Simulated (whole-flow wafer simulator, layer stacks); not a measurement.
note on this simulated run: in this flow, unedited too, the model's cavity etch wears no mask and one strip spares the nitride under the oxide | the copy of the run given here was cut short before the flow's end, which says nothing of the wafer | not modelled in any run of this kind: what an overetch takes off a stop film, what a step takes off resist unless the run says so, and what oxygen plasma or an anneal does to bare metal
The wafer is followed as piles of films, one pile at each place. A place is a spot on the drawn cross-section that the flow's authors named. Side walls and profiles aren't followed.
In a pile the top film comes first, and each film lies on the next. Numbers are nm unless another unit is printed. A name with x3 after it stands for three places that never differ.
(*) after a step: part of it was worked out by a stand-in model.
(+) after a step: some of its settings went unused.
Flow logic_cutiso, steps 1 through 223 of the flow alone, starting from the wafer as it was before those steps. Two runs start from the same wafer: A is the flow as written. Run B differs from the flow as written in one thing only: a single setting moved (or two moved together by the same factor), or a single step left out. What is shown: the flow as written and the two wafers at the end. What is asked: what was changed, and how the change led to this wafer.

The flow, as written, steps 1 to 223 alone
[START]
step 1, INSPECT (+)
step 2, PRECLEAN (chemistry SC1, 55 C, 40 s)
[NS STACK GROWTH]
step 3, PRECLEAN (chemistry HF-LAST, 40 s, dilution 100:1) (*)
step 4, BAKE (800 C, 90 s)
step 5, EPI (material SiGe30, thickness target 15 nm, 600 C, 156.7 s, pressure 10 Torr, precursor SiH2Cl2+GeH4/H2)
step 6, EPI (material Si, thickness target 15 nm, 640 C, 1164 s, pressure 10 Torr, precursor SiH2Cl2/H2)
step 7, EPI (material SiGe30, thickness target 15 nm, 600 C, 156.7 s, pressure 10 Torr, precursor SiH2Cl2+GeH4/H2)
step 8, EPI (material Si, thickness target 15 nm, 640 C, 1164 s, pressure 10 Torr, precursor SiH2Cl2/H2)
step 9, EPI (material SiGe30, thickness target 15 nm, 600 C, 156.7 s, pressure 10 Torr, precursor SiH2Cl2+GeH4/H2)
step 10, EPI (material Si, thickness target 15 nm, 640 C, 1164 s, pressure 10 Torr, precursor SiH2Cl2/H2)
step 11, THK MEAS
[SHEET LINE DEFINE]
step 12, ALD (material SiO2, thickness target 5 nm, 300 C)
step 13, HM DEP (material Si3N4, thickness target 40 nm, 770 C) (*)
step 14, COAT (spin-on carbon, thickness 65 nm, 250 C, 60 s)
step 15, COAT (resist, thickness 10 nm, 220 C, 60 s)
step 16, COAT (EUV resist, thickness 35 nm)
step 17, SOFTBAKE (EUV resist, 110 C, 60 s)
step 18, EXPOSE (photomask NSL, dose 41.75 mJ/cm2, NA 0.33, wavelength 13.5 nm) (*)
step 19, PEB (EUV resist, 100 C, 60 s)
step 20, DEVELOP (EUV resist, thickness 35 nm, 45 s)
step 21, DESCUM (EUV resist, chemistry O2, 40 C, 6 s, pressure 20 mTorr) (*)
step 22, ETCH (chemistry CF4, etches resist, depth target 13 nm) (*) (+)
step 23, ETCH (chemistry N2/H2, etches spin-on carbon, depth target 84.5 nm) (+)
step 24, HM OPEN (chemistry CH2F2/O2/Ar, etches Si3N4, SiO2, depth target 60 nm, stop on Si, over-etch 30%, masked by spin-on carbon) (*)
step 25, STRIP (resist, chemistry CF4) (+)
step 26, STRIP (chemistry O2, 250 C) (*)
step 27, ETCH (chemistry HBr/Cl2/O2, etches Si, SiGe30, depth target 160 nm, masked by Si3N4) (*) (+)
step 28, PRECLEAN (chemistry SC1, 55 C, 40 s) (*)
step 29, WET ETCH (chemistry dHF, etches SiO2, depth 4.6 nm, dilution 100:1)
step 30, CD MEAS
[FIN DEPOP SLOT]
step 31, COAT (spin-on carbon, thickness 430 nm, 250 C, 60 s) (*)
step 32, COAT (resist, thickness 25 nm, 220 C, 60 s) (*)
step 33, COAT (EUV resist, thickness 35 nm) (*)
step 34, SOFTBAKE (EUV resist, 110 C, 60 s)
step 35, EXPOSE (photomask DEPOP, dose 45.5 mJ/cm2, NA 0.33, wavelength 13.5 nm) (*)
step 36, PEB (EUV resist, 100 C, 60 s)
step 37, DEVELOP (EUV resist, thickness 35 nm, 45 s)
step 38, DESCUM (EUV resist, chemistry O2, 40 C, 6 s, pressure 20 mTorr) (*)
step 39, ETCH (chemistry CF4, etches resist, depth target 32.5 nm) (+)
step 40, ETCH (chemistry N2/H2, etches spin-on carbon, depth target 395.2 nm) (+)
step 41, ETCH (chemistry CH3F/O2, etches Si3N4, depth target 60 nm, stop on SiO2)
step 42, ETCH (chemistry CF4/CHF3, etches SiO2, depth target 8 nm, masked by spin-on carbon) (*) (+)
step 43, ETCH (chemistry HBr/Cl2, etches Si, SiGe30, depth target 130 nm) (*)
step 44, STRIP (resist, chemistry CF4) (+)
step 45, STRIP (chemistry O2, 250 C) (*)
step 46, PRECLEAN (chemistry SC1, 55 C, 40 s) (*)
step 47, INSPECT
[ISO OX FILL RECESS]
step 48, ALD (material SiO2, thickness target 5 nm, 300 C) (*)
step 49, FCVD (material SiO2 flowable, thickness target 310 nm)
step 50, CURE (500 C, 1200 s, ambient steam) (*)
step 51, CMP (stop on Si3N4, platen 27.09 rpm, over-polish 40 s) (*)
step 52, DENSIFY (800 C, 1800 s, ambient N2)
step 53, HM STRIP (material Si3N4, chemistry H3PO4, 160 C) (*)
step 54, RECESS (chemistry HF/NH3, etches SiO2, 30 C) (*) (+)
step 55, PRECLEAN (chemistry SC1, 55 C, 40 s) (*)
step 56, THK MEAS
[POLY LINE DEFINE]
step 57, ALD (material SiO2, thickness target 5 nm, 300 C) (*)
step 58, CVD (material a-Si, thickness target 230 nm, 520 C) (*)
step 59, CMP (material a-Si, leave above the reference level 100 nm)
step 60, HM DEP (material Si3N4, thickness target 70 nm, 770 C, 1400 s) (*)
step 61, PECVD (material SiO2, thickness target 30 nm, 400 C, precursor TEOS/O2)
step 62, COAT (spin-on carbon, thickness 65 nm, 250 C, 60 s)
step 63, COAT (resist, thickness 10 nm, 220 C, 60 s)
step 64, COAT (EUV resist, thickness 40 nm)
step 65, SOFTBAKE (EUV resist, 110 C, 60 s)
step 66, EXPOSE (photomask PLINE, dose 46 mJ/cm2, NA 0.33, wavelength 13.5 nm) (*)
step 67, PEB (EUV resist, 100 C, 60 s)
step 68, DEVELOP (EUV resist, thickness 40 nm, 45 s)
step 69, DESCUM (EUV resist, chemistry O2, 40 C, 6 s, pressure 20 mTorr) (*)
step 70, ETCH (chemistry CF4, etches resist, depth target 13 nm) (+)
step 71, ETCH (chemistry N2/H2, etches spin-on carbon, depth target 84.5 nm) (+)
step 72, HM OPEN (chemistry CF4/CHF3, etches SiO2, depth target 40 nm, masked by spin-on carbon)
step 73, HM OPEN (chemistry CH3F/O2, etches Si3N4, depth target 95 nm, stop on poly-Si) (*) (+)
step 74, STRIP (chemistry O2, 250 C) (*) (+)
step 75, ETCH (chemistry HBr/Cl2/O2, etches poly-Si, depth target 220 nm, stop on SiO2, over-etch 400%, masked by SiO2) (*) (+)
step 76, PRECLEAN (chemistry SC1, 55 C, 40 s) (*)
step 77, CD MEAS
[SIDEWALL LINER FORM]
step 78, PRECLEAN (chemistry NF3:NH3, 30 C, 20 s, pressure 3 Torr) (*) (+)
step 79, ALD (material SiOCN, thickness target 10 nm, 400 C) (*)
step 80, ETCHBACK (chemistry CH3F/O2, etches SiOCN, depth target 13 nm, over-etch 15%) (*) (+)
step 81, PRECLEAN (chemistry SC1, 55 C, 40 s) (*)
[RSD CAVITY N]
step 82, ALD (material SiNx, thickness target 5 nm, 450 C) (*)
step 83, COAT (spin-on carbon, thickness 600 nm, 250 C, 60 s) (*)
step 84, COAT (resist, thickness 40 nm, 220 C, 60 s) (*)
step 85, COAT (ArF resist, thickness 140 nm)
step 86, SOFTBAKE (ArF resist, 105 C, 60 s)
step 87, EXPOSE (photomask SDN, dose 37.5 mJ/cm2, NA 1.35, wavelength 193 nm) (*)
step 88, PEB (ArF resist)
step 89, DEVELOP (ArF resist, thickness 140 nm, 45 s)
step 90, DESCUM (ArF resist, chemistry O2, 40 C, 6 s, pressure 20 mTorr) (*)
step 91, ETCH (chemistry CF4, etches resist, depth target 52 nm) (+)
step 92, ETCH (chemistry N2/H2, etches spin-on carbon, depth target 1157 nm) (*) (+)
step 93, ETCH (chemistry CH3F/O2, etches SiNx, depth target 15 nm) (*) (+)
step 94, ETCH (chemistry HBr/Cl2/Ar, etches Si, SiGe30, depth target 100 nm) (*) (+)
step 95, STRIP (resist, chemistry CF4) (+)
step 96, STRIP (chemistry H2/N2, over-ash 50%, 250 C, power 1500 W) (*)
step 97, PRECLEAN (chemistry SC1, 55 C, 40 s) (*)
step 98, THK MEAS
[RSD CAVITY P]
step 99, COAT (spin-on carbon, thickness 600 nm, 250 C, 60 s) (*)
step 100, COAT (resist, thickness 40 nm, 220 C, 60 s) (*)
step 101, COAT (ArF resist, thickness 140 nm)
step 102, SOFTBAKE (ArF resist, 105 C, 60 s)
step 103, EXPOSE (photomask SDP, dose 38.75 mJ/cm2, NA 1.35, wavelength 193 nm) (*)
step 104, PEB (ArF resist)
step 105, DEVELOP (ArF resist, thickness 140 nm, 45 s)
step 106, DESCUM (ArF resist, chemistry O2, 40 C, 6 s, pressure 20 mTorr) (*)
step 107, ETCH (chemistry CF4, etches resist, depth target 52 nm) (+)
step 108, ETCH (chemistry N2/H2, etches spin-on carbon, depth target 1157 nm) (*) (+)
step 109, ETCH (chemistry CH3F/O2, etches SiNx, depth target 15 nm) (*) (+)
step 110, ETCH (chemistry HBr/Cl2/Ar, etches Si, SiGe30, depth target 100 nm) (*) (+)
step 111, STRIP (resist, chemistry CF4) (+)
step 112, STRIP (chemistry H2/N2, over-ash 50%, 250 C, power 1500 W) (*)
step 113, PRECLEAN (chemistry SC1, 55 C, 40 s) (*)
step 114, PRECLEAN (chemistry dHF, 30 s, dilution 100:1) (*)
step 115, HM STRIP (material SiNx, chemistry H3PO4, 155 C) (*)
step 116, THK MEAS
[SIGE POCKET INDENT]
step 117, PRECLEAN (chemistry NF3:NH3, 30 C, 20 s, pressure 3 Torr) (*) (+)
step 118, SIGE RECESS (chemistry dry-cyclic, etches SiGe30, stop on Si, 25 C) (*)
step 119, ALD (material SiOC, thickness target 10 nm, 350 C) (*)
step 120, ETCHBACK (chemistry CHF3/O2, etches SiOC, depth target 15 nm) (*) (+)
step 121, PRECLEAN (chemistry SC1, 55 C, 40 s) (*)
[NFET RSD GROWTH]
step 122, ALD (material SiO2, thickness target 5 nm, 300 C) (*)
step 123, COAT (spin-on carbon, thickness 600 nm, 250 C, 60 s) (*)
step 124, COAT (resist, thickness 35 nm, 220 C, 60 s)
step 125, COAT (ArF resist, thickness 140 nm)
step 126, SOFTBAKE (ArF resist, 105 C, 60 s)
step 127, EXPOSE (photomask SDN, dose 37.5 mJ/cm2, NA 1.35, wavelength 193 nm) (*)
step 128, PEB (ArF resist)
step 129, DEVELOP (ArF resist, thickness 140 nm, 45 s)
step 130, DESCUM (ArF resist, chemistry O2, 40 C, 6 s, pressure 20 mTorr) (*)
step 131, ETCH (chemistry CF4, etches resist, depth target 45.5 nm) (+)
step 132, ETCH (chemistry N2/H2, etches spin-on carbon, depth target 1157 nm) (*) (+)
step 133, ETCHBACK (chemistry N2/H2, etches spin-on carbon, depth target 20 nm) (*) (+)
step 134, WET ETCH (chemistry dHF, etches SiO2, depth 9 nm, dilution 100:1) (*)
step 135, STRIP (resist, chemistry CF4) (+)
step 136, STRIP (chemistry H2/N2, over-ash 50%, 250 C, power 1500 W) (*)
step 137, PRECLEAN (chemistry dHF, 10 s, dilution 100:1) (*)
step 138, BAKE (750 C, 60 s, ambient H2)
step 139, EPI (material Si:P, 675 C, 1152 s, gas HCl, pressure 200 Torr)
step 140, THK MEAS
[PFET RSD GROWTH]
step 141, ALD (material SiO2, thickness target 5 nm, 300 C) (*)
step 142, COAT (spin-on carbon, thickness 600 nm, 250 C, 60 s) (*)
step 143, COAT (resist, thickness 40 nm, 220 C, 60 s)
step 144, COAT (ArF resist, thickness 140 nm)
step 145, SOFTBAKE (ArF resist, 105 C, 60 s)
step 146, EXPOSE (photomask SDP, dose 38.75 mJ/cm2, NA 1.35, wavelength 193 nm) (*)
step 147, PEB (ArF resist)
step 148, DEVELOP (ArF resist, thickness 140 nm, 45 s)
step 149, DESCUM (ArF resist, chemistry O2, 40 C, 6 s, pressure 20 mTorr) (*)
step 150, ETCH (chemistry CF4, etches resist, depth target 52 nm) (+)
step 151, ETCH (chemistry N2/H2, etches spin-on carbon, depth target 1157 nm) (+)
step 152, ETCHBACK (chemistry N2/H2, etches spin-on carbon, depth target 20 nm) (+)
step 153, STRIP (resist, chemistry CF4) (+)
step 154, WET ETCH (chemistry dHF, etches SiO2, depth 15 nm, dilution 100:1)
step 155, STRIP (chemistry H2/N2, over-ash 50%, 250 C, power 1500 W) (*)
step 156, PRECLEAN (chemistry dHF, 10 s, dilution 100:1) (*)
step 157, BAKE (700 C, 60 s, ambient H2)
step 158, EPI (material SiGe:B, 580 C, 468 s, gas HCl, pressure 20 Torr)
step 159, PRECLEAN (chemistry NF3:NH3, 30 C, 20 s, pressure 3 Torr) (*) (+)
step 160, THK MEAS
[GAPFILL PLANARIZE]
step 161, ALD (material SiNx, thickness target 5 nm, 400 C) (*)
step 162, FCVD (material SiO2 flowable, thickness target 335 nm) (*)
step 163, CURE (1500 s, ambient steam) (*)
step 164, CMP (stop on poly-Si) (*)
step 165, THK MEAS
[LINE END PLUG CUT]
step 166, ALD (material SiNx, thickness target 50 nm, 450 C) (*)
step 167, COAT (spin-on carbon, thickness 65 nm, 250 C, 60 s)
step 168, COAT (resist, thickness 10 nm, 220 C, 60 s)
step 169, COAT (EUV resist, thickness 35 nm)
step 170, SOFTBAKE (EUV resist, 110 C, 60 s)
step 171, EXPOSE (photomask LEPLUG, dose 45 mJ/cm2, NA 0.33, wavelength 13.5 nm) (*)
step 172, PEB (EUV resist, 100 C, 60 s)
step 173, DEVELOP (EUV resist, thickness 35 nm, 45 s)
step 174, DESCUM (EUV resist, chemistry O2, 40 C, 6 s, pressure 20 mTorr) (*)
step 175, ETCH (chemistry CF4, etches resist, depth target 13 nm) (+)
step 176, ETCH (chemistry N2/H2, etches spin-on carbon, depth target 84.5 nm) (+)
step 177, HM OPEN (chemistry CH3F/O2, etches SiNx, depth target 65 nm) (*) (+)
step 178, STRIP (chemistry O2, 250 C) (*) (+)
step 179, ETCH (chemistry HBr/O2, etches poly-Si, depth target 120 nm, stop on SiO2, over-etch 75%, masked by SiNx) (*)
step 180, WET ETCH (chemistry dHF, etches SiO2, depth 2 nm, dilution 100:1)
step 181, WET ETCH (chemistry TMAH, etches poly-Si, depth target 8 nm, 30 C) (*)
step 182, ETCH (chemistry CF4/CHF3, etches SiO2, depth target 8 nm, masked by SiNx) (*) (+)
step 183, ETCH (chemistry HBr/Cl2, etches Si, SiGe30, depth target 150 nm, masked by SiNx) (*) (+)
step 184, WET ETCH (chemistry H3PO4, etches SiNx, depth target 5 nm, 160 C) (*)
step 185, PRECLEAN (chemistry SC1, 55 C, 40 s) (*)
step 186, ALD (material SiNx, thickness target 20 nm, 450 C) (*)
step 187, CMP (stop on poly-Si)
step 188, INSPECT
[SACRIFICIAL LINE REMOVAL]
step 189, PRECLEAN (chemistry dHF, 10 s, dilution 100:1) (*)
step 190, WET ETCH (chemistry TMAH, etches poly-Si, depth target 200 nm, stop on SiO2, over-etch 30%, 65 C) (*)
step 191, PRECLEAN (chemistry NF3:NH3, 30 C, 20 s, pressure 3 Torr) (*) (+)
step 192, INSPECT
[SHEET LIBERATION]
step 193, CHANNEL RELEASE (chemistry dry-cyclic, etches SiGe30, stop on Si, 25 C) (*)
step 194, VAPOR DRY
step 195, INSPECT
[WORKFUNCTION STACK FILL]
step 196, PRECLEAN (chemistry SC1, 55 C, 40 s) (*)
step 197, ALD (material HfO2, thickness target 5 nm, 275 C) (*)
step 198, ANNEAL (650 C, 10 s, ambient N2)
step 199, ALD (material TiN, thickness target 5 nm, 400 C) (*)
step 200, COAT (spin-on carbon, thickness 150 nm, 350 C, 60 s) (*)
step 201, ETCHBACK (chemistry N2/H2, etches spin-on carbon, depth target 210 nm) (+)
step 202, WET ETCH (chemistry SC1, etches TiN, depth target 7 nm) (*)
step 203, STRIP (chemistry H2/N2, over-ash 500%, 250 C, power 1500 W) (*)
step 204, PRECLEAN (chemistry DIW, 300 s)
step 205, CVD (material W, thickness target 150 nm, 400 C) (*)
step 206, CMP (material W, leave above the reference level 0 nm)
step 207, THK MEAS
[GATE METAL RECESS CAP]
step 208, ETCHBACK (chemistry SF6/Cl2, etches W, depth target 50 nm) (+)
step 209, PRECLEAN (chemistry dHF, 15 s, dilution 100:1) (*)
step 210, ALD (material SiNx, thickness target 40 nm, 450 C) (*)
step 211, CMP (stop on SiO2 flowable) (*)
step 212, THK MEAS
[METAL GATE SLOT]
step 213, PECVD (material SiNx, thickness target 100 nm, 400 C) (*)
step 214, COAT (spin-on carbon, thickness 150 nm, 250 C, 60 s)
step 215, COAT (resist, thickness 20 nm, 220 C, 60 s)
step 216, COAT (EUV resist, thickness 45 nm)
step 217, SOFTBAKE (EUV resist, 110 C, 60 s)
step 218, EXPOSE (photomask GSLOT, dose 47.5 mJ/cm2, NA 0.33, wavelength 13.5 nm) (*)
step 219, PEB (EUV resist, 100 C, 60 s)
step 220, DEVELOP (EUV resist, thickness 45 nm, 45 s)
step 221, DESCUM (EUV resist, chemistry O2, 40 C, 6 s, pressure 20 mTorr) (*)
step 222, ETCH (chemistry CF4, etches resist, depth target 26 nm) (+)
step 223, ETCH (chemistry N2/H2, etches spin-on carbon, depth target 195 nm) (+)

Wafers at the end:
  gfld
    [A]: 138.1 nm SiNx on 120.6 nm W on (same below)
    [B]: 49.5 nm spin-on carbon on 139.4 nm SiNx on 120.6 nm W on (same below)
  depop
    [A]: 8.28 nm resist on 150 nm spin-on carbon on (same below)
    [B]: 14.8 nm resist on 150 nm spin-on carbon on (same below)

Cause: step 223, ETCH: depth target 97.5 nm was run, while the flow as written has depth target 195 nm.

The path from the change to this, step by step:
  step 223, ETCH (chemistry N2/H2, etches spin-on carbon, depth target 195 nm) (+)
      gfld: A -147 spin-on carbon (all of it), -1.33 SiNx | B -97.5 spin-on carbon
      depop, dpovl, gl and 18 more: A -26 EUV resist (all of it), -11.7 resist | B -26 EUV resist (all of it), -5.22 resist
